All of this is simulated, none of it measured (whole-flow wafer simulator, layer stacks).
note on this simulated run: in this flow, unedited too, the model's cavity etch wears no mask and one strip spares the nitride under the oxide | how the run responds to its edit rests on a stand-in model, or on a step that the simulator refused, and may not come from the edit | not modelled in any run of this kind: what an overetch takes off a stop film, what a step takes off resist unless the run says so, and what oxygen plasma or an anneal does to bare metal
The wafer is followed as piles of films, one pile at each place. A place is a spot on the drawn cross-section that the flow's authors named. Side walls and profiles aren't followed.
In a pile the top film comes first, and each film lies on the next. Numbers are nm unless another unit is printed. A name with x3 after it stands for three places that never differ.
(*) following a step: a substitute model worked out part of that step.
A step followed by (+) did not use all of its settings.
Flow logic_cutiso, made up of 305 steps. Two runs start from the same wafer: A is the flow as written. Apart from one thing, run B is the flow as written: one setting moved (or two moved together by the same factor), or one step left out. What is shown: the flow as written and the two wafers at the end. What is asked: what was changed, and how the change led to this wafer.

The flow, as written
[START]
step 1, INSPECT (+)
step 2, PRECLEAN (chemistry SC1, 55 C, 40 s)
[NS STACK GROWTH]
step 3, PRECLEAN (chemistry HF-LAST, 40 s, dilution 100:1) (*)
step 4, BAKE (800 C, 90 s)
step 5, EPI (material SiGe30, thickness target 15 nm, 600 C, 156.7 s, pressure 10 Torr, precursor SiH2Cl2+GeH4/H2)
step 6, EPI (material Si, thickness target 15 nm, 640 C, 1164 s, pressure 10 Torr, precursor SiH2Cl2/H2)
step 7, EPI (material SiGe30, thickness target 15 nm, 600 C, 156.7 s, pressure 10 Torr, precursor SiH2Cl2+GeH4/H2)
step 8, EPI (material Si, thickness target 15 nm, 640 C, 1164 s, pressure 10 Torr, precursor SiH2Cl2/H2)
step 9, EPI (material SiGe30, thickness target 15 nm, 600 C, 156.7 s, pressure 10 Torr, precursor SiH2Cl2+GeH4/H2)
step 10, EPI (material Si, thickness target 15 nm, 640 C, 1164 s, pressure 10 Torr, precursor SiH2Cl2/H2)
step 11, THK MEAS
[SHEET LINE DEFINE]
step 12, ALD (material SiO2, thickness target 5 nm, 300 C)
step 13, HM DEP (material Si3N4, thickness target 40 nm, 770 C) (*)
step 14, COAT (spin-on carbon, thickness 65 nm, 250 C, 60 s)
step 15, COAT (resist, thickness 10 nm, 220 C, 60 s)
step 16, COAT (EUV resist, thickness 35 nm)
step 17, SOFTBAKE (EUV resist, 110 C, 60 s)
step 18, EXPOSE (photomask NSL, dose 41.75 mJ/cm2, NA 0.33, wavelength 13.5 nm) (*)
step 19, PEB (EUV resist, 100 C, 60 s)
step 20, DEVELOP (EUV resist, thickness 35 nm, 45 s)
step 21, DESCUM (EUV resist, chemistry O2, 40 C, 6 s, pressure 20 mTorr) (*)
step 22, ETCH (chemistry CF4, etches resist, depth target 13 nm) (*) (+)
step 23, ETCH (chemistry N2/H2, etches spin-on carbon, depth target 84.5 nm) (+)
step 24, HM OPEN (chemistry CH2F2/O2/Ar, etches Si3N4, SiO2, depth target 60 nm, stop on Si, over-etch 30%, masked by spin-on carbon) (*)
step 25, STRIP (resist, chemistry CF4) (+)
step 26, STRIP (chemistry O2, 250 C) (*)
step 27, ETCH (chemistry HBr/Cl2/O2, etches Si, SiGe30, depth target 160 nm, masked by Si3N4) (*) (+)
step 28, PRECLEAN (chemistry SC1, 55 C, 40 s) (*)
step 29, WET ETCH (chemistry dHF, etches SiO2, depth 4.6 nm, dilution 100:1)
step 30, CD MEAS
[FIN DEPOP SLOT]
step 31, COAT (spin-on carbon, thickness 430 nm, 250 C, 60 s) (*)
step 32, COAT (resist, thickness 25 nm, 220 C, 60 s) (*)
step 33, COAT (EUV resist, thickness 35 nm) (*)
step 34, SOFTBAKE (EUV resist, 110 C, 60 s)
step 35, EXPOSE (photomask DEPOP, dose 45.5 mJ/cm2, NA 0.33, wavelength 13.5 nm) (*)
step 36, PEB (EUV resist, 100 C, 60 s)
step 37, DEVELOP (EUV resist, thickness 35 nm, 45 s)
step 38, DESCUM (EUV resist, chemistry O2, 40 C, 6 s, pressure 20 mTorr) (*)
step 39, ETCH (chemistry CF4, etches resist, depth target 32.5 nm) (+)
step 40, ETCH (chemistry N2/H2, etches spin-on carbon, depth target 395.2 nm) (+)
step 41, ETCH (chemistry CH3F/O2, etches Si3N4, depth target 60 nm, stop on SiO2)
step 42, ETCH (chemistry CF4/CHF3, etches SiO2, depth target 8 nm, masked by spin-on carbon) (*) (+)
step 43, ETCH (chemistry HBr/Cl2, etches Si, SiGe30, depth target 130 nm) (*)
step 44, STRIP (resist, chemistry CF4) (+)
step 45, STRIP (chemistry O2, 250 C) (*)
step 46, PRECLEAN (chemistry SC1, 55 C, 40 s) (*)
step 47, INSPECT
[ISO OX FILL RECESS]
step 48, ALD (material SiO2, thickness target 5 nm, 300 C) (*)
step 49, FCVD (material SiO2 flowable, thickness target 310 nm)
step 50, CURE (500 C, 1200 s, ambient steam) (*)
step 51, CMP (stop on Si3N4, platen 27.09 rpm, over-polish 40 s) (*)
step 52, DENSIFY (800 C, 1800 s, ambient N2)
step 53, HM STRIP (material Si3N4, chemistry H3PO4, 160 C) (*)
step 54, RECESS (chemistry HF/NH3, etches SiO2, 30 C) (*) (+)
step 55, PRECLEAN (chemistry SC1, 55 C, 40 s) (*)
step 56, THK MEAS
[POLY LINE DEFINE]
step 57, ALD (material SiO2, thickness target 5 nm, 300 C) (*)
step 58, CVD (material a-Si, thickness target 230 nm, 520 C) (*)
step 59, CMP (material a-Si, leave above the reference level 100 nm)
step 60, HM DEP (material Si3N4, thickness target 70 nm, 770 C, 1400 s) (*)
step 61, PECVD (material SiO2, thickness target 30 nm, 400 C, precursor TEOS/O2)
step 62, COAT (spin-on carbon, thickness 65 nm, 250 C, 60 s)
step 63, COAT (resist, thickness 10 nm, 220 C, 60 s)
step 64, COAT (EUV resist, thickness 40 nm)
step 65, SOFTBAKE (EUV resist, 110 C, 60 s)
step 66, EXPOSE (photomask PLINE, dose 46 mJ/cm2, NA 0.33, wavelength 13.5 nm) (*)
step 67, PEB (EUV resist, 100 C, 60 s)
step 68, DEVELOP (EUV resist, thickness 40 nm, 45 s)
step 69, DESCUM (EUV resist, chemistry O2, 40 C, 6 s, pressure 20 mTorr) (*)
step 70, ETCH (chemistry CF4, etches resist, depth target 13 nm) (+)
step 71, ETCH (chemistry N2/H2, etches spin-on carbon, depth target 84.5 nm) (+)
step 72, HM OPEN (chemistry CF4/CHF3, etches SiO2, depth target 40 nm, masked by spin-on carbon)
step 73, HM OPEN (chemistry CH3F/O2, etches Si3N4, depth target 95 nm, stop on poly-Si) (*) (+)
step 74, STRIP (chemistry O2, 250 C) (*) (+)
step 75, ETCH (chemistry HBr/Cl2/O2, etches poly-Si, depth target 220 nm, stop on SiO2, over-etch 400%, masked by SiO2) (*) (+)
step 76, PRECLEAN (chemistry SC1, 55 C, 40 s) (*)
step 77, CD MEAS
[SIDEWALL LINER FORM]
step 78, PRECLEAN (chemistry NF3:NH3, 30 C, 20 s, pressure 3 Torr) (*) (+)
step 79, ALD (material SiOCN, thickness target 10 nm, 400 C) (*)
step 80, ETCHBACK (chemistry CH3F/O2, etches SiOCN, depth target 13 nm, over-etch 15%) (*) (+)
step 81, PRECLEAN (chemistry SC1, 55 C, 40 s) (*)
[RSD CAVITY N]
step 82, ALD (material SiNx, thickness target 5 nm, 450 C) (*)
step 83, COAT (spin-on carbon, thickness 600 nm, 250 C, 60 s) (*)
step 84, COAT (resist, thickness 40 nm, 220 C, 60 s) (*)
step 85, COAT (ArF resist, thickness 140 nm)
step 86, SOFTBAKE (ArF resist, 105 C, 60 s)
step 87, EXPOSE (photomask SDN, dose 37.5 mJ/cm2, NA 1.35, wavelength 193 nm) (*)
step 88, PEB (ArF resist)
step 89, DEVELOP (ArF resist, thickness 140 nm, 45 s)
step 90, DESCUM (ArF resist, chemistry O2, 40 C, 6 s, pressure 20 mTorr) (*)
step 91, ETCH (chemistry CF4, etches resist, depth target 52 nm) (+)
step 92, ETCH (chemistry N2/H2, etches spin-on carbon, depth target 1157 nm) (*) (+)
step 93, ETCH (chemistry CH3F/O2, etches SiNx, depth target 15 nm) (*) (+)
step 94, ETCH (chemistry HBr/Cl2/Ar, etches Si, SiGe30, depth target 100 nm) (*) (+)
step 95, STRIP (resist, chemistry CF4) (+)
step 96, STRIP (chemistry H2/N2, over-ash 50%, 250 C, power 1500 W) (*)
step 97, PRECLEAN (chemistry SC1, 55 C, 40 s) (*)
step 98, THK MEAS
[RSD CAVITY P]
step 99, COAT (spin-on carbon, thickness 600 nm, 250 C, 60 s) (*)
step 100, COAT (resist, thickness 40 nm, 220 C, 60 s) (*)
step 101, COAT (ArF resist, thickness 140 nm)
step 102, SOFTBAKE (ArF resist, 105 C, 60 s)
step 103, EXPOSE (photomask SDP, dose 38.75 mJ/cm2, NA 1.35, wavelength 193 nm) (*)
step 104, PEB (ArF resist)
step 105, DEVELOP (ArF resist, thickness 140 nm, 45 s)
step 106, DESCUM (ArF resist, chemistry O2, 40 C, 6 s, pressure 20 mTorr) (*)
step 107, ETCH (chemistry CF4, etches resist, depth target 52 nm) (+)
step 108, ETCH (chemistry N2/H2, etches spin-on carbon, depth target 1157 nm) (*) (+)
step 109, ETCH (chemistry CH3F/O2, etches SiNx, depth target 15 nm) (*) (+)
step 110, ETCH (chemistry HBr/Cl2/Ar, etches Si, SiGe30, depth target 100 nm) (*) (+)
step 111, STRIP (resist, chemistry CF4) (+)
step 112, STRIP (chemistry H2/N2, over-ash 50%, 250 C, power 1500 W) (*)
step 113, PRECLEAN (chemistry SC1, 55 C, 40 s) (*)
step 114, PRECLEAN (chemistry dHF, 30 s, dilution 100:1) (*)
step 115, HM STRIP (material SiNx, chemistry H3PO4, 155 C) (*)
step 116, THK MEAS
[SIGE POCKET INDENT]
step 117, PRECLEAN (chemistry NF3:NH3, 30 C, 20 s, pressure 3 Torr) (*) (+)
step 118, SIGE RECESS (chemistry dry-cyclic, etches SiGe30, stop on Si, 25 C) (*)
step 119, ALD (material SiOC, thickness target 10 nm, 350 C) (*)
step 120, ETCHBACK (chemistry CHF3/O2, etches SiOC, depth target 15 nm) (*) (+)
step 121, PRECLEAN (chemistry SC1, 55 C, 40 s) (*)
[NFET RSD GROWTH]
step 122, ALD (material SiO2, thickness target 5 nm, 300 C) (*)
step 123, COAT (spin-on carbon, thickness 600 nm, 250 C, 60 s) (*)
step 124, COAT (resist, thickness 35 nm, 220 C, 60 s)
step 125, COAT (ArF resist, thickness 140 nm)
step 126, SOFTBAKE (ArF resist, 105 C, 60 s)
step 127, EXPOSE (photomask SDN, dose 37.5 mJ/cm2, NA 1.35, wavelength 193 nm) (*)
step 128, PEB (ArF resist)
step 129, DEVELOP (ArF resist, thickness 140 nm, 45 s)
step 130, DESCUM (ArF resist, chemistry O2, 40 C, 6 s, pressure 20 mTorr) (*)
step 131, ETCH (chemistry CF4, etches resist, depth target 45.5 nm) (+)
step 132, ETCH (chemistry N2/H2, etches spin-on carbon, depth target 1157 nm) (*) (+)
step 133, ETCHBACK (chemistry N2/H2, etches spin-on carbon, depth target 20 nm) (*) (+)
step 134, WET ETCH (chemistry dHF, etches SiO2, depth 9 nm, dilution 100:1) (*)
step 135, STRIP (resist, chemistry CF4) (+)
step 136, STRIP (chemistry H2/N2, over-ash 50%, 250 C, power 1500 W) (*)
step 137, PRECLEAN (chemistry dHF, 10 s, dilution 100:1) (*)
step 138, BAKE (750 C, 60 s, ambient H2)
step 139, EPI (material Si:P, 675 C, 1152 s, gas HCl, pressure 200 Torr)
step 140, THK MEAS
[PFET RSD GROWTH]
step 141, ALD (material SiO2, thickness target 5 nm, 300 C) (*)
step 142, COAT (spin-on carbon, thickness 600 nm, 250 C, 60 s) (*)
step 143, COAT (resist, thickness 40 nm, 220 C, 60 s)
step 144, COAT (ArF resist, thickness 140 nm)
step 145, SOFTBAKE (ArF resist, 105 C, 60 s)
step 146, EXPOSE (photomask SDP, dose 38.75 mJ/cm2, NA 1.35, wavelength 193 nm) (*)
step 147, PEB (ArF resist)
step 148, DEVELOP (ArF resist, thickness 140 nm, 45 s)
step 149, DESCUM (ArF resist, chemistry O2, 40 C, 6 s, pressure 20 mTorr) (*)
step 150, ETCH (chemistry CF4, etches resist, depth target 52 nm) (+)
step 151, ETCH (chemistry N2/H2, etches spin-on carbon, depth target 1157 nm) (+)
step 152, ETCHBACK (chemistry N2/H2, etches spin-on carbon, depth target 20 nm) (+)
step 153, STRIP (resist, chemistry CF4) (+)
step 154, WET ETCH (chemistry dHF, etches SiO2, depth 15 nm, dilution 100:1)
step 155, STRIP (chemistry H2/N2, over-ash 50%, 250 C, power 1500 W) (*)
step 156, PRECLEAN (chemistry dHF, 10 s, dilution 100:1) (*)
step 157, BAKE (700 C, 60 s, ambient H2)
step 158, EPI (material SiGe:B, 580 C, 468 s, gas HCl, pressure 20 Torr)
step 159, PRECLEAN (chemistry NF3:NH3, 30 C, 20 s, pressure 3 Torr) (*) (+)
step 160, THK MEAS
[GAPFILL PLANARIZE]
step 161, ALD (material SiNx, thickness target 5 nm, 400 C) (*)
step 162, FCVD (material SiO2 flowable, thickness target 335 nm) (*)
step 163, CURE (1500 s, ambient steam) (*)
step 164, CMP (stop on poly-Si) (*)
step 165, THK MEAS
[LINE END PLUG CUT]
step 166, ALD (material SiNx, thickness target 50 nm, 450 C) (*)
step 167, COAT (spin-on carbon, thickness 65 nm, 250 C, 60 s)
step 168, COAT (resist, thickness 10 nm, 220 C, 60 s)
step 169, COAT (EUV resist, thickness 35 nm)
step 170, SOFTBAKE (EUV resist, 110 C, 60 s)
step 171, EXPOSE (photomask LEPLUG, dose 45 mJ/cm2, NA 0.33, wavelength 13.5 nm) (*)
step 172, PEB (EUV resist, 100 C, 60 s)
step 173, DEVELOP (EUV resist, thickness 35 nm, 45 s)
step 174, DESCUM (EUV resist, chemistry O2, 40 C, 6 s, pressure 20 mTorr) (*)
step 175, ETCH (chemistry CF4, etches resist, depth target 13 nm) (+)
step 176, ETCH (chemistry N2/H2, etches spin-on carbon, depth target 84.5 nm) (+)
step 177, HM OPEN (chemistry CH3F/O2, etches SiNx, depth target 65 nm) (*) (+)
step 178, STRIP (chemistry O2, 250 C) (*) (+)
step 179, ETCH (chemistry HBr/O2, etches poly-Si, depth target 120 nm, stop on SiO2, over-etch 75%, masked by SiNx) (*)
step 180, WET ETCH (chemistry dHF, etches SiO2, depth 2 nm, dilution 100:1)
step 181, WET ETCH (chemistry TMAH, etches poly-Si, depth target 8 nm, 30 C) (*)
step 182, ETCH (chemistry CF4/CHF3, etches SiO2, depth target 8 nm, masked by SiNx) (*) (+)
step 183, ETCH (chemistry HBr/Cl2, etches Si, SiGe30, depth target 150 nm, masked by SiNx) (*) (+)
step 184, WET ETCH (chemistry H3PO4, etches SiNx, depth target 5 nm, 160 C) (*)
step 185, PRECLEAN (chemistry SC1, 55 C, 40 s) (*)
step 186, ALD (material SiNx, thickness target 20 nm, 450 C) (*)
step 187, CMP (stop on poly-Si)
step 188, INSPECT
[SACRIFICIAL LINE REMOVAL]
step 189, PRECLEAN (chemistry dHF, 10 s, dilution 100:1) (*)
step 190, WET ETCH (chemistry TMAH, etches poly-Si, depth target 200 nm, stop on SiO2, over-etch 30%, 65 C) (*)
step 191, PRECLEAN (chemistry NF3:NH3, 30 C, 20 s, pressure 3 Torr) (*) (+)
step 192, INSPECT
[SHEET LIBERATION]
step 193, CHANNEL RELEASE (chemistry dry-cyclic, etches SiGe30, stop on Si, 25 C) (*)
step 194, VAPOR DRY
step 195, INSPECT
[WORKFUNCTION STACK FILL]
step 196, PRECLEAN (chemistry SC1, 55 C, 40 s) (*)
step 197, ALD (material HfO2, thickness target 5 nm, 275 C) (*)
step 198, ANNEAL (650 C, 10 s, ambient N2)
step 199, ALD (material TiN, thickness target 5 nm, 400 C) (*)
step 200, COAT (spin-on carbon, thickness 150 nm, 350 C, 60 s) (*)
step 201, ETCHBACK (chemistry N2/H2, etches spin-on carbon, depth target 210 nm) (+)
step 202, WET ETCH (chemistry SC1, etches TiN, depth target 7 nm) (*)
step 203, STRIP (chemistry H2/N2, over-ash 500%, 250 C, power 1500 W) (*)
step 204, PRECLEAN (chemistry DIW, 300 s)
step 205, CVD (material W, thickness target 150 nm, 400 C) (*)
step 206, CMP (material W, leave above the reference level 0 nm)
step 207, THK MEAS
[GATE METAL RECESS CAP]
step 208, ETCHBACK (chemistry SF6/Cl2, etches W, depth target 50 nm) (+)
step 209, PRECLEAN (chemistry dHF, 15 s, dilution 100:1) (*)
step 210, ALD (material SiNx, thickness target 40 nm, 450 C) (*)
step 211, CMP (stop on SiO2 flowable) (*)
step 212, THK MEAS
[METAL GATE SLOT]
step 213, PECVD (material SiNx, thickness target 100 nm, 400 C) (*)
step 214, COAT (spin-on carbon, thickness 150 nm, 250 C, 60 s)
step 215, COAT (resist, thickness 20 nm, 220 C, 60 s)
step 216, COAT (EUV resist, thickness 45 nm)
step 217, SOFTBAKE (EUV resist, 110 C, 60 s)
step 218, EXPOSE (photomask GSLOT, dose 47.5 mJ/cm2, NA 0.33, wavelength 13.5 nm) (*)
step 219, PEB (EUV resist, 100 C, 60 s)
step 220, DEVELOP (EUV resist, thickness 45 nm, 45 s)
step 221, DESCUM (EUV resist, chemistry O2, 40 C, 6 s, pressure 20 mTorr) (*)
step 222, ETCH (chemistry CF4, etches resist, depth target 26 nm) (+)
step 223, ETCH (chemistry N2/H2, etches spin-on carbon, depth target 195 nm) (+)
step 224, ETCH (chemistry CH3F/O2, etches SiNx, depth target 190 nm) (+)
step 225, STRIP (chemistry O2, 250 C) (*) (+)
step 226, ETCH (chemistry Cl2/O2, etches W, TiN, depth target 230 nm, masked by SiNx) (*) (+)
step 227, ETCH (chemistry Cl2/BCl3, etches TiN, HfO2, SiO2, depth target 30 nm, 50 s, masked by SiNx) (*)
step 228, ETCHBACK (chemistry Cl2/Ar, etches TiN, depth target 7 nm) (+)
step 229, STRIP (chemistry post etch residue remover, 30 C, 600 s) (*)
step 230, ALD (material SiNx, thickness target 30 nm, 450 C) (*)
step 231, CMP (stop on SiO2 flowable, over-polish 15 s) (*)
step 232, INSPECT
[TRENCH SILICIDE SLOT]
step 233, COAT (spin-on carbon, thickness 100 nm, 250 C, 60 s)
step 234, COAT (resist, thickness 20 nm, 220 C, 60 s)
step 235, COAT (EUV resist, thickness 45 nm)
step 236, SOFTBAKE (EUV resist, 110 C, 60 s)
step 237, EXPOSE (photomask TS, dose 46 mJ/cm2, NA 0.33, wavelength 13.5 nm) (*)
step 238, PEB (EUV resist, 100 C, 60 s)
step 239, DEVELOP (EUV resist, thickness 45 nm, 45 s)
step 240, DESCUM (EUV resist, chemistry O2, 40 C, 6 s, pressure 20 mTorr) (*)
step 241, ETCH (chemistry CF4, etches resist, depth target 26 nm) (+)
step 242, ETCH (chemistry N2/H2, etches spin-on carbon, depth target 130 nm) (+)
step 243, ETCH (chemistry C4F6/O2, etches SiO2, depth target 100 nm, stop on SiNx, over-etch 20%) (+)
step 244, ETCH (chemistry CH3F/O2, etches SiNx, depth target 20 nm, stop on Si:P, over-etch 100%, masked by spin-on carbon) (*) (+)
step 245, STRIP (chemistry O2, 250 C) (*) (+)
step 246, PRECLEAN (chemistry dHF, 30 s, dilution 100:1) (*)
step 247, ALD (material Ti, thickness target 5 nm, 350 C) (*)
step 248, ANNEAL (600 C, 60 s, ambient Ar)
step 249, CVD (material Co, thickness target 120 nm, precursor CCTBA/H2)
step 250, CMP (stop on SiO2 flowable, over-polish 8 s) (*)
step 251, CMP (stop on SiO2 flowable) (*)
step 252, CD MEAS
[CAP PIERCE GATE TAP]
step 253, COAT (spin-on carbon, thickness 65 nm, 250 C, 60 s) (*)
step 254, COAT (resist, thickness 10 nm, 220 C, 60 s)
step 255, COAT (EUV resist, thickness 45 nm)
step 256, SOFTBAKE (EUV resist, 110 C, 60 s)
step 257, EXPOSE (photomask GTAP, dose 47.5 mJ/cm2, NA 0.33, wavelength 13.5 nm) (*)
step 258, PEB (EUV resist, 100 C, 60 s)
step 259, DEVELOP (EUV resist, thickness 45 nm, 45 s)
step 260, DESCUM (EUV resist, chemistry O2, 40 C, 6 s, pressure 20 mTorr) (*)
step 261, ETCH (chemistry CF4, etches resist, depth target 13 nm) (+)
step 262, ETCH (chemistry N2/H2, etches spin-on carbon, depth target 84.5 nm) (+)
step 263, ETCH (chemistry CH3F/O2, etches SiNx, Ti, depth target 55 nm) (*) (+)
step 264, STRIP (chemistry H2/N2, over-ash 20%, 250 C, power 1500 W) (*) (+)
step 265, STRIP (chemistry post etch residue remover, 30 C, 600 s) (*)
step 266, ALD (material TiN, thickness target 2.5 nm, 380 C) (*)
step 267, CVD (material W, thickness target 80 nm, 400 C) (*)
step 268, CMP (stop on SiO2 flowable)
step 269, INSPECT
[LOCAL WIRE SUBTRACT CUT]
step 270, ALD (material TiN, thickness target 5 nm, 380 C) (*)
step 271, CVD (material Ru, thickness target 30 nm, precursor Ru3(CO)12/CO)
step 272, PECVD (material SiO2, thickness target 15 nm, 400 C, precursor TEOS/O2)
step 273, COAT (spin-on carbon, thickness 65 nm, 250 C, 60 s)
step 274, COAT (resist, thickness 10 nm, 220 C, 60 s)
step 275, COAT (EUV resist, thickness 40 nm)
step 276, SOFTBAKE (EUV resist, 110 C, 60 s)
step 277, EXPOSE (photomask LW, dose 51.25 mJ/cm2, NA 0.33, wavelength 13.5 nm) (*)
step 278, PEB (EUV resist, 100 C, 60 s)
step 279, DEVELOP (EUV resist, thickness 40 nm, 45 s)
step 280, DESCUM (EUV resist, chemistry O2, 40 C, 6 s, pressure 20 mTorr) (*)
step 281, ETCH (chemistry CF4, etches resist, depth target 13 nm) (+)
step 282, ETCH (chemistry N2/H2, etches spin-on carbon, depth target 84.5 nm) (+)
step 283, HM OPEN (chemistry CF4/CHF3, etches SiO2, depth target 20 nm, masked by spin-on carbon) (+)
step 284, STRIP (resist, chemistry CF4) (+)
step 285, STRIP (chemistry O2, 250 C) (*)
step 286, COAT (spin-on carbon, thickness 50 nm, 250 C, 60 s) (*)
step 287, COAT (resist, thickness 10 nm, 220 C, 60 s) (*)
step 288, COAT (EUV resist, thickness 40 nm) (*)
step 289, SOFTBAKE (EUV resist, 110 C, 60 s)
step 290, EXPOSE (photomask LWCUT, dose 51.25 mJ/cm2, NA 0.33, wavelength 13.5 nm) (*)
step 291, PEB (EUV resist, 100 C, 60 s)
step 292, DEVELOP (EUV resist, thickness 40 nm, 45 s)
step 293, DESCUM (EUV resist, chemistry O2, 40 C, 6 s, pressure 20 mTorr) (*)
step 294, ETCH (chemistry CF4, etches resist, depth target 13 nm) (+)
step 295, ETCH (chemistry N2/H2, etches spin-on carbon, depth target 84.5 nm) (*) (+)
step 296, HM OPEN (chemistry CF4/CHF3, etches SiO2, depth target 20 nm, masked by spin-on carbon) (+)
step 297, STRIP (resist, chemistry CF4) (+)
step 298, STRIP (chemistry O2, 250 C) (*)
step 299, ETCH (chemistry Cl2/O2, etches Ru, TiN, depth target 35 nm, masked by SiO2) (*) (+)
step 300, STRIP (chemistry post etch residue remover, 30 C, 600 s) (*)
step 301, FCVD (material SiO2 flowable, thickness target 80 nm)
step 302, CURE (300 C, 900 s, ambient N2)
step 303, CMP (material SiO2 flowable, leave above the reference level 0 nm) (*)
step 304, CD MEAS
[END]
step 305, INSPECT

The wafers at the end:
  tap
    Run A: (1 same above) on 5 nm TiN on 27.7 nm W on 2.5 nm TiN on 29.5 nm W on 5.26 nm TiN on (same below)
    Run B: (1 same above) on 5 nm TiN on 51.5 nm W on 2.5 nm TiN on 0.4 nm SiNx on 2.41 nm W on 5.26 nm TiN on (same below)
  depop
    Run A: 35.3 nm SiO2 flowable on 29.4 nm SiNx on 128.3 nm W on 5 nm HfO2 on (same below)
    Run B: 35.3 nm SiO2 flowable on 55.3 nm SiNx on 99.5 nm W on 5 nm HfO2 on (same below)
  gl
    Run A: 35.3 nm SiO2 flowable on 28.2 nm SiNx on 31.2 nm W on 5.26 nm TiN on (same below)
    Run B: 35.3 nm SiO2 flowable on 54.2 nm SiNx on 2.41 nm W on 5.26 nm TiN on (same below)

The reason: step 208, ETCHBACK: depth target 78.8 nm was run, whereas the flow has depth target 50 nm.

How this came from the change, step by step:
  step 208, ETCHBACK (chemistry SF6/Cl2, etches W, depth target 50 nm) (+)
      depop, dpovl, gfld and 9 more: A -50 W | B -78.8 W
      iso, rsdn, rsdp, rsdw, rsdx: A -5 SiO2 flowable | B -7.88 SiO2 flowable
      (as well as at 5 more places)
  step 210, ALD (material SiNx, thickness target 40 nm, 450 C) (*)
      gfld, gl, glp, gxf, gxn, gxp, tap: A +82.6 SiNx (new film) | B +107.3 SiNx (new film)
      plug: A +42.5 SiNx | B +45.6 SiNx
  step 211, CMP (stop on SiO2 flowable) (*)
      depop, dpovl, isow, ns, nsgap: A -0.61 SiNx | B nothing
      gfld, gl, glp, gxf, gxn, gxp, tap: A -43.2 SiNx | B -42 SiNx
      (as well as at 5 more places)
  step 224, ETCH (chemistry CH3F/O2, etches SiNx, depth target 190 nm) (+)
      gfld: A -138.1 SiNx (all of it), -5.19 W | B -164 SiNx (all of it), -2.6 W
  step 226, ETCH (chemistry Cl2/O2, etches W, TiN, depth target 230 nm, masked by SiNx) (*) (+)
      depop, dpovl, gl and 18 more: A -30.8 SiNx | B -24.2 SiNx
      gfld: A -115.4 W (all of it), -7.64 TiN (all of it), -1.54 HfO2 | B -89.2 W (all of it), -7.64 TiN (all of it), -1.21 HfO2
  step 231, CMP (stop on SiO2 flowable, over-polish 15 s) (*)
      gfld, gl, glp, gxf, gxn, gxp, plug, tap: A -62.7 SiNx | B -69.3 SiNx
      depop, dpovl, isow, ns, nsgap: A -62.7 SiNx | B -43.9 SiNx
      (as well as at 9 more places)
  step 243, ETCH (chemistry C4F6/O2, etches SiO2, depth target 100 nm, stop on SiNx, over-etch 20%) (+)
      rsdn, rsdp, rsdw: A -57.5 SiO2 flowable (all of it) | B -54.7 SiO2 flowable (all of it)
  step 246, PRECLEAN (chemistry dHF, 30 s, dilution 100:1) (*)
      depop, dpovl, isow, ns, nsgap: A -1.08 SiNx | B -0.52 SiNx
  step 251, CMP (stop on SiO2 flowable) (*)
      rsdx: A -5 Ti (all of it) | B -4.24 Ti
      gfld, gl, glp, gxf, gxn, gxp, plug, tap: A -5 SiNx | B -4.44 SiNx
      (as well as at 8 more places)
  step 263, ETCH (chemistry CH3F/O2, etches SiNx, Ti, depth target 55 nm) (*) (+)
      tap: A -29.1 SiNx (all of it), -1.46 W | B -55 SiNx
      glp, lnrp, lnrt, plug, rsdn, rsdp, rsdw: A -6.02 resist (all of it), -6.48 spin-on carbon | B -6.02 resist (all of it), -11.9 spin-on carbon
      (as well as at 14 more places)
  step 264, STRIP (chemistry H2/N2, over-ash 20%, 250 C, power 1500 W) (*) (+)
      gfld, gl, gxf, gxn, gxp, lnr, lnri, lnrp: A -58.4 spin-on carbon (all of it) | B -53.1 spin-on carbon (all of it)
      glp, lnrt, plug, rsdn, rsdp, rsdw: A -58.4 spin-on carbon (all of it) | B -53 spin-on carbon (all of it)
      (as well as at 7 more places)
  step 265, STRIP (chemistry post etch residue remover, 30 C, 600 s) (*)
      rsdx: A nothing | B -0.76 Ti (all of it)
      iso: A -0.66 Ti (all of it) | B -1.17 Ti (all of it)
  step 267, CVD (material W, thickness target 80 nm, 400 C) (*)
      tap: A +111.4 W (new film) | B +135.8 W (new film)
  step 268, CMP (stop on SiO2 flowable)
      depop, dpovl, gfld and 9 more: A -80.2 W (all of it), -2.5 TiN (all of it), -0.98 SiNx | B -80.2 W (all of it), -2.5 TiN (all of it), -1.55 SiNx
      lnr, lnri, lnrp, lnrt: A -80 W (all of it), -2.5 TiN (all of it), -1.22 SiOCN | B -80 W (all of it), -2.5 TiN (all of it), -1.79 SiOCN
      (as well as at 3 more places)
With metal films that touch counted as one body, tap has 5 bodies (between them, from the top down: SiNx 0.4; HfO2 5 / chemical SiO2 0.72 / Si 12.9 / chemical SiO2 0.8 / HfO2 5; HfO2 5 / chemical SiO2 0.8 / Si 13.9 / chemical SiO2 0.8 / HfO2 5; HfO2 5 / chemical SiO2 0.8 / Si 13.9 / chemical SiO2 0.8 / HfO2 5); the flow as written gives 4 bodies (between them, from the top down: HfO2 5 / chemical SiO2 0.72 / Si 12.9 / chemical SiO2 0.8 / HfO2 5; HfO2 5 / chemical SiO2 0.8 / Si 13.9 / chemical SiO2 0.8 / HfO2 5; HfO2 5 / chemical SiO2 0.8 / Si 13.9 / chemical SiO2 0.8 / HfO2 5).
